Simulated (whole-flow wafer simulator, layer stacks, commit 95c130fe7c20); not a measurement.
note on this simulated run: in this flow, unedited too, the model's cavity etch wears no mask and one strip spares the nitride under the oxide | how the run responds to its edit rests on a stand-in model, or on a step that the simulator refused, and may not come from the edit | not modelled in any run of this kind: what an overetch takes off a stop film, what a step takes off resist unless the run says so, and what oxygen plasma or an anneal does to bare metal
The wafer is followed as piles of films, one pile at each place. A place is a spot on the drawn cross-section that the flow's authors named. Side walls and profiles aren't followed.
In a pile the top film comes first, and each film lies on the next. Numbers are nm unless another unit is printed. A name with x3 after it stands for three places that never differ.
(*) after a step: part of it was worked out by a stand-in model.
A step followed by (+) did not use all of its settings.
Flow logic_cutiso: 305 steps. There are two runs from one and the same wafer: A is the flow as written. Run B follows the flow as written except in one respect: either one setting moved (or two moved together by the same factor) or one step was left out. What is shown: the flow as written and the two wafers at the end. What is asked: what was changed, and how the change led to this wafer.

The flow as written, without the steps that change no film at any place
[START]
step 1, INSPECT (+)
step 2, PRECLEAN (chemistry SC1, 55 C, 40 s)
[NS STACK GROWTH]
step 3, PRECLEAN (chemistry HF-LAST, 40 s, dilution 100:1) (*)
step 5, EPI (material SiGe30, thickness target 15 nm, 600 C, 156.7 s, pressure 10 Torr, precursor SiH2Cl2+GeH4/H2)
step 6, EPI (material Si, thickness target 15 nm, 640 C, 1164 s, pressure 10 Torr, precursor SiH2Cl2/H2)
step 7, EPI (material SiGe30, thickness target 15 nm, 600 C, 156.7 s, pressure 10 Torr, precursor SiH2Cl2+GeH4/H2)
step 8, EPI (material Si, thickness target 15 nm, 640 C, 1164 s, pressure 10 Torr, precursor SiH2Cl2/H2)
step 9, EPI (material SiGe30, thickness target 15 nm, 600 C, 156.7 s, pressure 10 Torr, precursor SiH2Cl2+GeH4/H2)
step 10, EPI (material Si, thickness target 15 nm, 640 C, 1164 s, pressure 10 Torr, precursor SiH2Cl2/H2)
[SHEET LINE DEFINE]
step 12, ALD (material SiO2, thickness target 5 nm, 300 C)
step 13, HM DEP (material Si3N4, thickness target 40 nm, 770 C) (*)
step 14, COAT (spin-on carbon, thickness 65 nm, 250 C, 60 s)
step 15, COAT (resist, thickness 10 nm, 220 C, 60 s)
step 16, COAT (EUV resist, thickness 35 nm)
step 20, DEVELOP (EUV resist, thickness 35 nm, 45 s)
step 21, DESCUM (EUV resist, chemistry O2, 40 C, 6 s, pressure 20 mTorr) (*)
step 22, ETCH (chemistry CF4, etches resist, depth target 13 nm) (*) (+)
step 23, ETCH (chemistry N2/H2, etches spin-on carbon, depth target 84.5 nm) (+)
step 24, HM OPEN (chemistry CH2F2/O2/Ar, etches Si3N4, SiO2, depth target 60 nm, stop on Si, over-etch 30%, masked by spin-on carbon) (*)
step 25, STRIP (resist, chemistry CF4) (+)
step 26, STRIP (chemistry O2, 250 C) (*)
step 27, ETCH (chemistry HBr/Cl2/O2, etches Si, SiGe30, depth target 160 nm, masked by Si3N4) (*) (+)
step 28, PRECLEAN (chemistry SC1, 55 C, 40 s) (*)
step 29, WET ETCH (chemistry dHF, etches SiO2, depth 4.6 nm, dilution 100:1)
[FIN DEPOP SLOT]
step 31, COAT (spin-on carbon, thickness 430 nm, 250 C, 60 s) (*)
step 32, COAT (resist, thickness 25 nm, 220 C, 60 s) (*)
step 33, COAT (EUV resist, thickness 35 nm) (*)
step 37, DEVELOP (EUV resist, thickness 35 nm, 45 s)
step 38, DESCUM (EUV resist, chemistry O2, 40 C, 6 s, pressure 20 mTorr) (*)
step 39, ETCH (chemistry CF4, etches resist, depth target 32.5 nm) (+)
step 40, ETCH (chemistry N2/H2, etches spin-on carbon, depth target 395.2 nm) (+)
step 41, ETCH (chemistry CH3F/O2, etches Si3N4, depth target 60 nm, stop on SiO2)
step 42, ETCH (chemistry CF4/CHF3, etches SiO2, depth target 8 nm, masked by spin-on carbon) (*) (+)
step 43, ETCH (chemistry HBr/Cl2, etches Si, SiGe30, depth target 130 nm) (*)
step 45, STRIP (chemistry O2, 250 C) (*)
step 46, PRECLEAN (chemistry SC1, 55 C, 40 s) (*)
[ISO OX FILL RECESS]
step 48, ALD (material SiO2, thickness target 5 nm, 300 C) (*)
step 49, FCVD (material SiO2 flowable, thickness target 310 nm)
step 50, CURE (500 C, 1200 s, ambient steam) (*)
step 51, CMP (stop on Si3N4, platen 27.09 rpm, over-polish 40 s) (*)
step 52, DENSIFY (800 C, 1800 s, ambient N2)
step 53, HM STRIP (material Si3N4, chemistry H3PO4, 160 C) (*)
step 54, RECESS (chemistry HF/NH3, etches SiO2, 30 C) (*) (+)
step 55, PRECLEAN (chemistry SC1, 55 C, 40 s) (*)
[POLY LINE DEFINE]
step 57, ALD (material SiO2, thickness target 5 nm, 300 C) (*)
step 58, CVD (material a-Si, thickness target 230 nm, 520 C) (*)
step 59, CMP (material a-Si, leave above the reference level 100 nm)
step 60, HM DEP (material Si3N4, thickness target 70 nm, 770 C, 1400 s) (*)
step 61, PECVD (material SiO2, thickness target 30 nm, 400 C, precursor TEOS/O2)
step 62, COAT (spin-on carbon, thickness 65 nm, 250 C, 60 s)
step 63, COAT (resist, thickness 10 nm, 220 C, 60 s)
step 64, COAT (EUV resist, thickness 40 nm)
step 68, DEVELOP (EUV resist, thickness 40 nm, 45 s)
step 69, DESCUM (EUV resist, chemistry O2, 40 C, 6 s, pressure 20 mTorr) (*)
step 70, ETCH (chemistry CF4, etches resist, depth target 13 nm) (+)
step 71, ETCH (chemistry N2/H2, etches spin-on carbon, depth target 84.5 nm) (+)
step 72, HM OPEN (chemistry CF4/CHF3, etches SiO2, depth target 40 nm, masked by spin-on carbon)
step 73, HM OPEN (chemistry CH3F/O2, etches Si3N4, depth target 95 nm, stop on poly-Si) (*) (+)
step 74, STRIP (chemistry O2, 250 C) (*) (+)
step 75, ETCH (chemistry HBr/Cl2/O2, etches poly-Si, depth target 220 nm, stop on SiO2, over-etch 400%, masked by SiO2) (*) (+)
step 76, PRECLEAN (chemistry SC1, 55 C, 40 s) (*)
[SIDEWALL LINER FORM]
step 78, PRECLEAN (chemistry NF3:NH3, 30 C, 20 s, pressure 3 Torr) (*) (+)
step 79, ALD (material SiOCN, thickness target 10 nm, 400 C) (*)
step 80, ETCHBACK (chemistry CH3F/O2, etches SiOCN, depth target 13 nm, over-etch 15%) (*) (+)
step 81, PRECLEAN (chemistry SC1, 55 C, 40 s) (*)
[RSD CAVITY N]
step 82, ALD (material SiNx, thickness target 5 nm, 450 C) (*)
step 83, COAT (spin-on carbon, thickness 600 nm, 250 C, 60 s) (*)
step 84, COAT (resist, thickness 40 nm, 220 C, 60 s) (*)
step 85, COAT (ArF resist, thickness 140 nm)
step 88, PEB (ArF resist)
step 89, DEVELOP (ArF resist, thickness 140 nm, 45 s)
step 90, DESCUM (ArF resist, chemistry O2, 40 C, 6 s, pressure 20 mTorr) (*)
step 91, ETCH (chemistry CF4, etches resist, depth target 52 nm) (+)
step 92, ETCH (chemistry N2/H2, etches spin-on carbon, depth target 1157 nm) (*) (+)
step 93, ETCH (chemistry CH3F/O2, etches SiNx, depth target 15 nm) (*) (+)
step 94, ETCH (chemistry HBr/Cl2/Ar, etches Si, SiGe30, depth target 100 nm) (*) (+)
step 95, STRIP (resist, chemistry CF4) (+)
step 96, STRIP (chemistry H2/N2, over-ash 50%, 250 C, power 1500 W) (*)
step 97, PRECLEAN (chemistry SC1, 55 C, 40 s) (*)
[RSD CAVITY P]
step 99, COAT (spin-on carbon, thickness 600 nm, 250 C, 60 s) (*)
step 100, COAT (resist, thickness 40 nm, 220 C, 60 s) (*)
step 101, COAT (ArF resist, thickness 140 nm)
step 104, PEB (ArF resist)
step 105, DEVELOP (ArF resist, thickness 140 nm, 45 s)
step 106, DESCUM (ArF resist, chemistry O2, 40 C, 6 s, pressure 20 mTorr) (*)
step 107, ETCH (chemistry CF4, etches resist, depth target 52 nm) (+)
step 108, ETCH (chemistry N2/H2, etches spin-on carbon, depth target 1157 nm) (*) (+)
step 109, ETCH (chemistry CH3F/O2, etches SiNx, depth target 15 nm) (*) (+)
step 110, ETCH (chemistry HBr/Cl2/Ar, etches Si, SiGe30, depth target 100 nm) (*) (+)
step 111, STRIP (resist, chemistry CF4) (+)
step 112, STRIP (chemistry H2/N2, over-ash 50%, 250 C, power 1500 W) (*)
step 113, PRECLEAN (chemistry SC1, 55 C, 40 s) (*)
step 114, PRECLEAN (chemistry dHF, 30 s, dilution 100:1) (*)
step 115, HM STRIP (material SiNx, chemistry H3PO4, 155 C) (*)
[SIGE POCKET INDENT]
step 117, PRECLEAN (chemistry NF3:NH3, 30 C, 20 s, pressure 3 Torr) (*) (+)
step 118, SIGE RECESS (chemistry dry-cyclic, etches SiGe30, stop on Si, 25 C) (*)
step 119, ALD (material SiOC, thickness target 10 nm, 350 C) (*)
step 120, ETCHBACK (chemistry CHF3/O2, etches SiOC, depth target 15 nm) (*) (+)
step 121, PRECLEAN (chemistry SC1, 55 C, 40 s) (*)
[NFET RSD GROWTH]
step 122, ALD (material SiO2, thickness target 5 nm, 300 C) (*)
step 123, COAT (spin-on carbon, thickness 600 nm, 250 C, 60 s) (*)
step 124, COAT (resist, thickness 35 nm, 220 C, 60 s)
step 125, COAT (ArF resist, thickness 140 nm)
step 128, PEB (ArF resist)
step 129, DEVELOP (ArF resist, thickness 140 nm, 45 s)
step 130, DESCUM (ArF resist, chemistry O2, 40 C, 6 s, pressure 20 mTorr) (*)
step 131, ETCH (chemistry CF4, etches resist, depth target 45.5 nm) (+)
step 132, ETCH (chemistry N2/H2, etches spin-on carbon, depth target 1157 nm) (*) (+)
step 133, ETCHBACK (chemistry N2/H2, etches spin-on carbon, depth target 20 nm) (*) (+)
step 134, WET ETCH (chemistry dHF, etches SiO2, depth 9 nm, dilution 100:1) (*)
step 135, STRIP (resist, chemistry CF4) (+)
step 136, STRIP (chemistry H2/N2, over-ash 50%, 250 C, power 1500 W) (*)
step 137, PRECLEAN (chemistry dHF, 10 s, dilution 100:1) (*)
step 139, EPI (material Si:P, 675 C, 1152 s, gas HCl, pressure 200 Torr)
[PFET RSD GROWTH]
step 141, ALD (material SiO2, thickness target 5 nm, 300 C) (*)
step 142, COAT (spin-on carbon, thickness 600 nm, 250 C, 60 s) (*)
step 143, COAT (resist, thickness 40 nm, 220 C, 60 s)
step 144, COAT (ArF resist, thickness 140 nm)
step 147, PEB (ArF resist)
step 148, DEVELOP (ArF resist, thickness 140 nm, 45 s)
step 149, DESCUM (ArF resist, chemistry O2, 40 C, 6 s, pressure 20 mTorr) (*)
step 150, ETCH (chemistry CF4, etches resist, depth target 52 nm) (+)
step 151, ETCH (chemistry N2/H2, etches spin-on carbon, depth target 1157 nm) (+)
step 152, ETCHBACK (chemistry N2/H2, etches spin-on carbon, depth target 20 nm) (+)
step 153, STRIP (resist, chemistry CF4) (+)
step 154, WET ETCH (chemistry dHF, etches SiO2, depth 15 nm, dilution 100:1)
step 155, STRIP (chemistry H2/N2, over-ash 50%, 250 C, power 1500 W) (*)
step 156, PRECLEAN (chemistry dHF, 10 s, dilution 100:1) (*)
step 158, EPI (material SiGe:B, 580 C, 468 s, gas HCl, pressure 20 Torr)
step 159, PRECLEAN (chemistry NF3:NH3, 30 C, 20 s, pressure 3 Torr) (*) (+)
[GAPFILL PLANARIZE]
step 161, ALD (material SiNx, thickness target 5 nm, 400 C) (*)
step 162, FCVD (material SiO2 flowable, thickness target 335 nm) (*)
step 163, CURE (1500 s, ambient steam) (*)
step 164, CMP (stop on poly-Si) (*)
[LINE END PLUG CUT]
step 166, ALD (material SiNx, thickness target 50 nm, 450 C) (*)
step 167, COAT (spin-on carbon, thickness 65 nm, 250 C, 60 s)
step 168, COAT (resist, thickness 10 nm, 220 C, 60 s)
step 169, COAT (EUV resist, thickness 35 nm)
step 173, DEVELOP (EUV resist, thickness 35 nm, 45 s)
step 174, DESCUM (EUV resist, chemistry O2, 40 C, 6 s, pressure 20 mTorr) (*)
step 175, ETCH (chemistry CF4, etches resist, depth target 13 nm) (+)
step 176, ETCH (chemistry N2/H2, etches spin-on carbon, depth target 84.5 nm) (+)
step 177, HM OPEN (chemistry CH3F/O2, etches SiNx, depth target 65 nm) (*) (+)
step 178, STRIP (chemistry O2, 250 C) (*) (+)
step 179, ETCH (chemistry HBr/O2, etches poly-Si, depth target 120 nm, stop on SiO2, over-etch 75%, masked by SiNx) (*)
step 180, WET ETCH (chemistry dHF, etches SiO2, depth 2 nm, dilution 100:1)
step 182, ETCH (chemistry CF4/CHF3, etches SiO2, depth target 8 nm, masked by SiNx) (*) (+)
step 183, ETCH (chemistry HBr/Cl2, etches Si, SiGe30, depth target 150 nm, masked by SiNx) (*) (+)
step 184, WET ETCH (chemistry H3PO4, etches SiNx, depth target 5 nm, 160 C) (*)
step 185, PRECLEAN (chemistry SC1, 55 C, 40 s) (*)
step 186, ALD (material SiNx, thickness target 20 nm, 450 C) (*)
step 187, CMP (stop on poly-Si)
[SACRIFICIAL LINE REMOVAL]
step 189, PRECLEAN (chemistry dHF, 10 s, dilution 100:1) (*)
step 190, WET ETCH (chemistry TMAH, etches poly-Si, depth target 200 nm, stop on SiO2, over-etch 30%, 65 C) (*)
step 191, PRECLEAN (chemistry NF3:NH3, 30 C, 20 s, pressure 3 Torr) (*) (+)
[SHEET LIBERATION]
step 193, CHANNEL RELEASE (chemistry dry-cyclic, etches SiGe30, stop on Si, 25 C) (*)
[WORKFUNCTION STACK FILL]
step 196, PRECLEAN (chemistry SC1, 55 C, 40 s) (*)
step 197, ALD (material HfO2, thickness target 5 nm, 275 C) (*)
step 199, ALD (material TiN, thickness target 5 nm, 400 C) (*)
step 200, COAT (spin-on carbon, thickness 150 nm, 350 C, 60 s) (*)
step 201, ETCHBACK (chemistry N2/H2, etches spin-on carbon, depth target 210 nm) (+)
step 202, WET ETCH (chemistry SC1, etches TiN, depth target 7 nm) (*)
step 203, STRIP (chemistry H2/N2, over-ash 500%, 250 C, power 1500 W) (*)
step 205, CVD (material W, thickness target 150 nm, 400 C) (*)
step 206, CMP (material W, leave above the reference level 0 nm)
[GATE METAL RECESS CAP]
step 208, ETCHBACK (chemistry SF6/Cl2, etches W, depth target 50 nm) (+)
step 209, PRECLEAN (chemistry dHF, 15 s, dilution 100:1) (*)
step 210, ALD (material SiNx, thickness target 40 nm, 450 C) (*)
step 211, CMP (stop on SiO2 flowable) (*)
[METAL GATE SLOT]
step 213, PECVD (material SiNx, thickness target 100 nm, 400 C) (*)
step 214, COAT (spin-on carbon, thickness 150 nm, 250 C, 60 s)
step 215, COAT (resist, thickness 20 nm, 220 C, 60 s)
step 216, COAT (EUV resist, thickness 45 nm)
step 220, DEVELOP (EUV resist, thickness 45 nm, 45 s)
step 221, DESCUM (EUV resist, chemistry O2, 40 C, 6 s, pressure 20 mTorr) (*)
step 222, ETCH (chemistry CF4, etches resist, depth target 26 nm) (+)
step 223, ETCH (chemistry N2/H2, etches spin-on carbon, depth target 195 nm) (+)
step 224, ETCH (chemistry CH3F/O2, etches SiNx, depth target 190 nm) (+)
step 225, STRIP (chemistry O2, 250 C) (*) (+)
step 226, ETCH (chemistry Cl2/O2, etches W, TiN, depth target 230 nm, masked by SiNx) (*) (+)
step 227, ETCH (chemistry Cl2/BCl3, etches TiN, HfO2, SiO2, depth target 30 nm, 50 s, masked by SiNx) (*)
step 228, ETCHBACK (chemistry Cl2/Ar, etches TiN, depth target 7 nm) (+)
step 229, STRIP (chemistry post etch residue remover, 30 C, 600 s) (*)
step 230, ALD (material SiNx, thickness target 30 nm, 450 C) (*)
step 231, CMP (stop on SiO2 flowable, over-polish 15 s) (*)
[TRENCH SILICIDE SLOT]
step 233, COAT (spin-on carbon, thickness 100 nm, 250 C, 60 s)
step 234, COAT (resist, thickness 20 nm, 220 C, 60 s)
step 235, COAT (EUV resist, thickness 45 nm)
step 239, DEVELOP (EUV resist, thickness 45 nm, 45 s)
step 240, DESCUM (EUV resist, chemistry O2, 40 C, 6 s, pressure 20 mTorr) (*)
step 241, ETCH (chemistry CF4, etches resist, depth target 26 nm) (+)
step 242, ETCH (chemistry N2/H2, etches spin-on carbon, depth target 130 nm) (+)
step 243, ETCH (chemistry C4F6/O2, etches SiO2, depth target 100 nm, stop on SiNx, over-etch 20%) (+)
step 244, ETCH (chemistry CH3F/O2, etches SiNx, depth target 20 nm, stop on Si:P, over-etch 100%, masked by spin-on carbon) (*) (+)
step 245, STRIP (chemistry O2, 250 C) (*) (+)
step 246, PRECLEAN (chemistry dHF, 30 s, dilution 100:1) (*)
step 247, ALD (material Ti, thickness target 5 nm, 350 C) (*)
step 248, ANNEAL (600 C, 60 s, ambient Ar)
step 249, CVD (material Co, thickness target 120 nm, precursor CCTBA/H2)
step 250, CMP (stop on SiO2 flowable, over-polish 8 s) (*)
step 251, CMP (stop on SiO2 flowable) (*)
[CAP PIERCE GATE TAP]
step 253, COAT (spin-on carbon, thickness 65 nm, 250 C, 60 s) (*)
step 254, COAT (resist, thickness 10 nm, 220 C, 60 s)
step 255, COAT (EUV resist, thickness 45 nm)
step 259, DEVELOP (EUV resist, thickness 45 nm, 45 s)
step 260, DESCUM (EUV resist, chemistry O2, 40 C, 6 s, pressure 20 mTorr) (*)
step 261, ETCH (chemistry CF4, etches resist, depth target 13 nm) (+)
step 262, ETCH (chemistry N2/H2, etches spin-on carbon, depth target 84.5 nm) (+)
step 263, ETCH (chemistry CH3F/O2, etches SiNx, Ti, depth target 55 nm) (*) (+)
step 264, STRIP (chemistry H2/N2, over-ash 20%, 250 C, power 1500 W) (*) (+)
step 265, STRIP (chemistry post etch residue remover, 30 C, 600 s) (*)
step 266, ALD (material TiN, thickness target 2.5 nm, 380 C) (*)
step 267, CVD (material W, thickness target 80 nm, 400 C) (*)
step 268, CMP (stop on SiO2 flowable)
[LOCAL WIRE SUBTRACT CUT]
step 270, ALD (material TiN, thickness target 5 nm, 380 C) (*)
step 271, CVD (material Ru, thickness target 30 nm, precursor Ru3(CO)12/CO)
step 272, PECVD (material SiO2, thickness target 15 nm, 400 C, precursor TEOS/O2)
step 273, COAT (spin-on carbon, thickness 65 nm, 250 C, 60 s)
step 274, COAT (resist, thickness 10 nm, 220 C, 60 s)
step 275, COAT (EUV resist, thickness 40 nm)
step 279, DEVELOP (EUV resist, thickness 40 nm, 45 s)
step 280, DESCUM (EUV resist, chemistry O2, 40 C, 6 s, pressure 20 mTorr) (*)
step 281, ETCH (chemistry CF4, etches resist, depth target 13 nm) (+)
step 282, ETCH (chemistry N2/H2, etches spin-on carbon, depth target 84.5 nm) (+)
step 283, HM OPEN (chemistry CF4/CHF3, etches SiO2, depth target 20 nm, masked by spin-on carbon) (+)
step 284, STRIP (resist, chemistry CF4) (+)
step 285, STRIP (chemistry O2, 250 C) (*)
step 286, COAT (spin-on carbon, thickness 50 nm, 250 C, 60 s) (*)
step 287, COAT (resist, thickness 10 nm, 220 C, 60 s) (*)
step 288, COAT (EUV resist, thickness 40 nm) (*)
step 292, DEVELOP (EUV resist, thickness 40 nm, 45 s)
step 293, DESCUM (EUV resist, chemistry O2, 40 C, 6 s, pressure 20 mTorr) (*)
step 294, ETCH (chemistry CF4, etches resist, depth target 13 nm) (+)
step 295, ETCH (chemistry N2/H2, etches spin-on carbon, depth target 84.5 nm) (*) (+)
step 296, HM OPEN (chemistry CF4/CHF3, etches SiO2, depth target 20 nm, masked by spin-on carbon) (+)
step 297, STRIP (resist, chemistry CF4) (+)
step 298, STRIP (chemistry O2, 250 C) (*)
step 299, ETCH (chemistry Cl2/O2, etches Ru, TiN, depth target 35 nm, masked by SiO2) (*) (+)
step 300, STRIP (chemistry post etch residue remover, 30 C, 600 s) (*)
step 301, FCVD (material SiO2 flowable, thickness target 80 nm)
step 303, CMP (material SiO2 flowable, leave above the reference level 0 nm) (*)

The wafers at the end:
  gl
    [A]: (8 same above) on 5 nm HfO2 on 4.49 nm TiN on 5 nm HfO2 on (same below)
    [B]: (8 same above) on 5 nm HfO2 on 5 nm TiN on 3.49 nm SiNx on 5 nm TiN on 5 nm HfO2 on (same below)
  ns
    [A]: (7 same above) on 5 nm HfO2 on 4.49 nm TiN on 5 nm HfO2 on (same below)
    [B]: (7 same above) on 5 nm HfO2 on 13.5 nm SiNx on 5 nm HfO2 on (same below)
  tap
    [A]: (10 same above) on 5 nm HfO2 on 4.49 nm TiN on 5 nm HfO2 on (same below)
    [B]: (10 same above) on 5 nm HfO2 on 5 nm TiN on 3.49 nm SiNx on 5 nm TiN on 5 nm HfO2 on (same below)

Cause: step 9, EPI: 250.7 s was run, whereas the flow has 156.7 s.

How this came from the change, step by step:
  step 9, EPI (material SiGe30, thickness target 15 nm, 600 C, 156.7 s, pressure 10 Torr, precursor SiH2Cl2+GeH4/H2)
      depop, dpovl, gfld and 19 more: A +15 SiGe30 (new film) | B +24 SiGe30 (new film)
  step 27, ETCH (chemistry HBr/Cl2/O2, etches Si, SiGe30, depth target 160 nm, masked by Si3N4) (*) (+)
      gfld, gxf, iso, lnri: A -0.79 chemical SiO2 (all of it), -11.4 Si (all of it), -15 SiGe30 (all of it), -15 Si (all of it), -15 SiGe30 (all of it), -15 Si (all of it), -15 SiGe30 (all of it), -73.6 Si | B -0.79 chemical SiO2 (all of it), -11.4 Si (all of it), -24 SiGe30 (all of it), -15 Si (all of it), -15 SiGe30 (all of it), -15 Si (all of it), -15 SiGe30 (all of it), -64.6 Si
      dpovl, nsgap: A -0.79 chemical SiO2 (all of it), -11.8 Si (all of it), -15 SiGe30 (all of it), -15 Si (all of it), -15 SiGe30 (all of it), -15 Si (all of it), -15 SiGe30 (all of it), -73.2 Si | B -0.79 chemical SiO2 (all of it), -11.8 Si (all of it), -24 SiGe30 (all of it), -15 Si (all of it), -15 SiGe30 (all of it), -15 Si (all of it), -15 SiGe30 (all of it), -64.2 Si
      (and at 1 other place as well)
  step 43, ETCH (chemistry HBr/Cl2, etches Si, SiGe30, depth target 130 nm) (*)
      depop: A -14 Si (all of it), -15 SiGe30 (all of it), -15 Si (all of it), -15 SiGe30 (all of it), -15 Si (all of it), -15 SiGe30 (all of it), -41 Si | B -14 Si (all of it), -24 SiGe30 (all of it), -15 Si (all of it), -15 SiGe30 (all of it), -15 Si (all of it), -15 SiGe30 (all of it), -32 Si
  step 94, ETCH (chemistry HBr/Cl2/Ar, etches Si, SiGe30, depth target 100 nm) (*) (+)
      rsdn, rsdx: A -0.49 chemical SiO2 (all of it), -12.8 Si (all of it), -15 SiGe30 (all of it), -15 Si (all of it), -15 SiGe30 (all of it), -15 Si (all of it), -15 SiGe30 (all of it), -12.2 Si | B -0.49 chemical SiO2 (all of it), -12.8 Si (all of it), -24 SiGe30 (all of it), -15 Si (all of it), -15 SiGe30 (all of it), -15 Si (all of it), -15 SiGe30 (all of it), -3.16 Si
  step 110, ETCH (chemistry HBr/Cl2/Ar, etches Si, SiGe30, depth target 100 nm) (*) (+)
      rsdp, rsdw: A -0.49 chemical SiO2 (all of it), -12.8 Si (all of it), -15 SiGe30 (all of it), -15 Si (all of it), -15 SiGe30 (all of it), -15 Si (all of it), -15 SiGe30 (all of it), -12.2 Si | B -0.49 chemical SiO2 (all of it), -12.8 Si (all of it), -24 SiGe30 (all of it), -15 Si (all of it), -15 SiGe30 (all of it), -15 Si (all of it), -15 SiGe30 (all of it), -3.16 Si
  step 118, SIGE RECESS (chemistry dry-cyclic, etches SiGe30, stop on Si, 25 C) (*)
      lnr, lnrp, lnrt: A -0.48 SiOCN, -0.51 Si, +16 cavity (new film), -15 SiGe30 (all of it), -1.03 Si, +16 cavity (new film), -15 SiGe30 (all of it), -1.03 Si, +16 cavity (new film), -15 SiGe30 (all of it), -0.51 Si | B -0.48 SiOCN, -0.51 Si, +25 cavity (new film), -24 SiGe30 (all of it), -1.03 Si, +16 cavity (new film), -15 SiGe30 (all of it), -1.03 Si, +16 cavity (new film), -15 SiGe30 (all of it), -0.51 Si
  step 119, ALD (material SiOC, thickness target 10 nm, 350 C) (*)
      lnr, lnrp, lnrt: A +10 SiOC (new film), +16 SiOC (new film), -16 cavity (all of it), +16 SiOC (new film), -16 cavity (all of it), +16 SiOC (new film), -16 cavity (all of it) | B +10 SiOC (new film), +25 SiOC (new film), -25 cavity (all of it), +16 SiOC (new film), -16 cavity (all of it), +16 SiOC (new film), -16 cavity (all of it)
  step 183, ETCH (chemistry HBr/Cl2, etches Si, SiGe30, depth target 150 nm, masked by SiNx) (*) (+)
      plug: A -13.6 Si (all of it), -15 SiGe30 (all of it), -15 Si (all of it), -15 SiGe30 (all of it), -15 Si (all of it), -15 SiGe30 (all of it), -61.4 Si | B -13.6 Si (all of it), -24 SiGe30 (all of it), -15 Si (all of it), -15 SiGe30 (all of it), -15 Si (all of it), -15 SiGe30 (all of it), -52.4 Si
  step 193, CHANNEL RELEASE (chemistry dry-cyclic, etches SiGe30, stop on Si, 25 C) (*)
      gl, glp, gxn, gxp, ns, tap: A +0.8 chemical SiO2 (new film), -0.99 Si, +0.8 chemical SiO2 (new film), +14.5 cavity (new film), +0.8 chemical SiO2 (new film), -15 SiGe30 (all of it), -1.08 Si, +0.8 chemical SiO2 (new film), +14.5 cavity (new film), +0.8 chemical SiO2 (new film), -15 SiGe30 (all of it), -1.08 Si, +0.8 chemical SiO2 (new film), +14.5 cavity (new film), +0.8 chemical SiO2 (new film), -15 SiGe30 (all of it), -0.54 Si | B +0.8 chemical SiO2 (new film), -0.99 Si, +0.8 chemical SiO2 (new film), +23.5 cavity (new film), +0.8 chemical SiO2 (new film), -24 SiGe30 (all of it), -1.08 Si, +0.8 chemical SiO2 (new film), +14.5 cavity (new film), +0.8 chemical SiO2 (new film), -15 SiGe30 (all of it), -1.08 Si, +0.8 chemical SiO2 (new film), +14.5 cavity (new film), +0.8 chemical SiO2 (new film), -15 SiGe30 (all of it), -0.54 Si
  step 199, ALD (material TiN, thickness target 5 nm, 400 C) (*)
      gl, glp, tap: A +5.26 TiN (new film), +4.49 TiN (new film), -4.49 cavity (all of it), +4.49 TiN (new film), -4.49 cavity (all of it), +4.49 TiN (new film), -4.49 cavity (all of it) | B +5.26 TiN (new film), +5 TiN (new film), -10 cavity, +5 TiN (new film), +4.49 TiN (new film), -4.49 cavity (all of it), +4.49 TiN (new film), -4.49 cavity (all of it)
      gxn, gxp, ns: A +5 TiN (new film), +4.49 TiN (new film), -4.49 cavity (all of it), +4.49 TiN (new film), -4.49 cavity (all of it), +4.49 TiN (new film), -4.49 cavity (all of it) | B +5 TiN (new film), +5 TiN (new film), -10 cavity, +5 TiN (new film), +4.49 TiN (new film), -4.49 cavity (all of it), +4.49 TiN (new film), -4.49 cavity (all of it)
  step 202, WET ETCH (chemistry SC1, etches TiN, depth target 7 nm) (*)
      ns: A -5 TiN (all of it) | B -5 TiN (all of it), -5 TiN (all of it), +10 cavity, -5 TiN (all of it)
  step 210, ALD (material SiNx, thickness target 40 nm, 450 C) (*)
      gl, glp, gxn, gxp, tap: A +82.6 SiNx (new film) | B +82.6 SiNx (new film), +3.49 SiNx (new film), -3.49 cavity (all of it)
      ns: A +40 SiNx (new film) | B +40 SiNx (new film), +13.5 SiNx (new film), -13.5 cavity (all of it)
With metal films that touch counted as one body, gl has 5 bodies (between them, from the top down: HfO2 5 / chemical SiO2 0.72 / Si 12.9 / chemical SiO2 0.8 / HfO2 5; SiNx 3.49; HfO2 5 / chemical SiO2 0.8 / Si 13.9 / chemical SiO2 0.8 / HfO2 5; HfO2 5 / chemical SiO2 0.8 / Si 13.9 / chemical SiO2 0.8 / HfO2 5); the flow as written gives 4 bodies (between them, from the top down: HfO2 5 / chemical SiO2 0.72 / Si 12.9 / chemical SiO2 0.8 / HfO2 5; HfO2 5 / chemical SiO2 0.8 / Si 13.9 / chemical SiO2 0.8 / HfO2 5; HfO2 5 / chemical SiO2 0.8 / Si 13.9 / chemical SiO2 0.8 / HfO2 5).
With metal films that touch counted as one body, ns has 3 bodies (between them, from the top down: HfO2 5 / chemical SiO2 0.72 / Si 12.9 / chemical SiO2 0.8 / HfO2 5 / SiNx 13.5 / HfO2 5 / chemical SiO2 0.8 / Si 13.9 / chemical SiO2 0.8 / HfO2 5; HfO2 5 / chemical SiO2 0.8 / Si 13.9 / chemical SiO2 0.8 / HfO2 5); the flow as written gives 4 bodies (between them, from the top down: HfO2 5 / chemical SiO2 0.72 / Si 12.9 / chemical SiO2 0.8 / HfO2 5; HfO2 5 / chemical SiO2 0.8 / Si 13.9 / chemical SiO2 0.8 / HfO2 5; HfO2 5 / chemical SiO2 0.8 / Si 13.9 / chemical SiO2 0.8 / HfO2 5).
With metal films that touch counted as one body, tap has 5 bodies (between them, from the top down: HfO2 5 / chemical SiO2 0.72 / Si 12.9 / chemical SiO2 0.8 / HfO2 5; SiNx 3.49; HfO2 5 / chemical SiO2 0.8 / Si 13.9 / chemical SiO2 0.8 / HfO2 5; HfO2 5 / chemical SiO2 0.8 / Si 13.9 / chemical SiO2 0.8 / HfO2 5); the flow as written gives 4 bodies (between them, from the top down: HfO2 5 / chemical SiO2 0.72 / Si 12.9 / chemical SiO2 0.8 / HfO2 5; HfO2 5 / chemical SiO2 0.8 / Si 13.9 / chemical SiO2 0.8 / HfO2 5; HfO2 5 / chemical SiO2 0.8 / Si 13.9 / chemical SiO2 0.8 / HfO2 5).
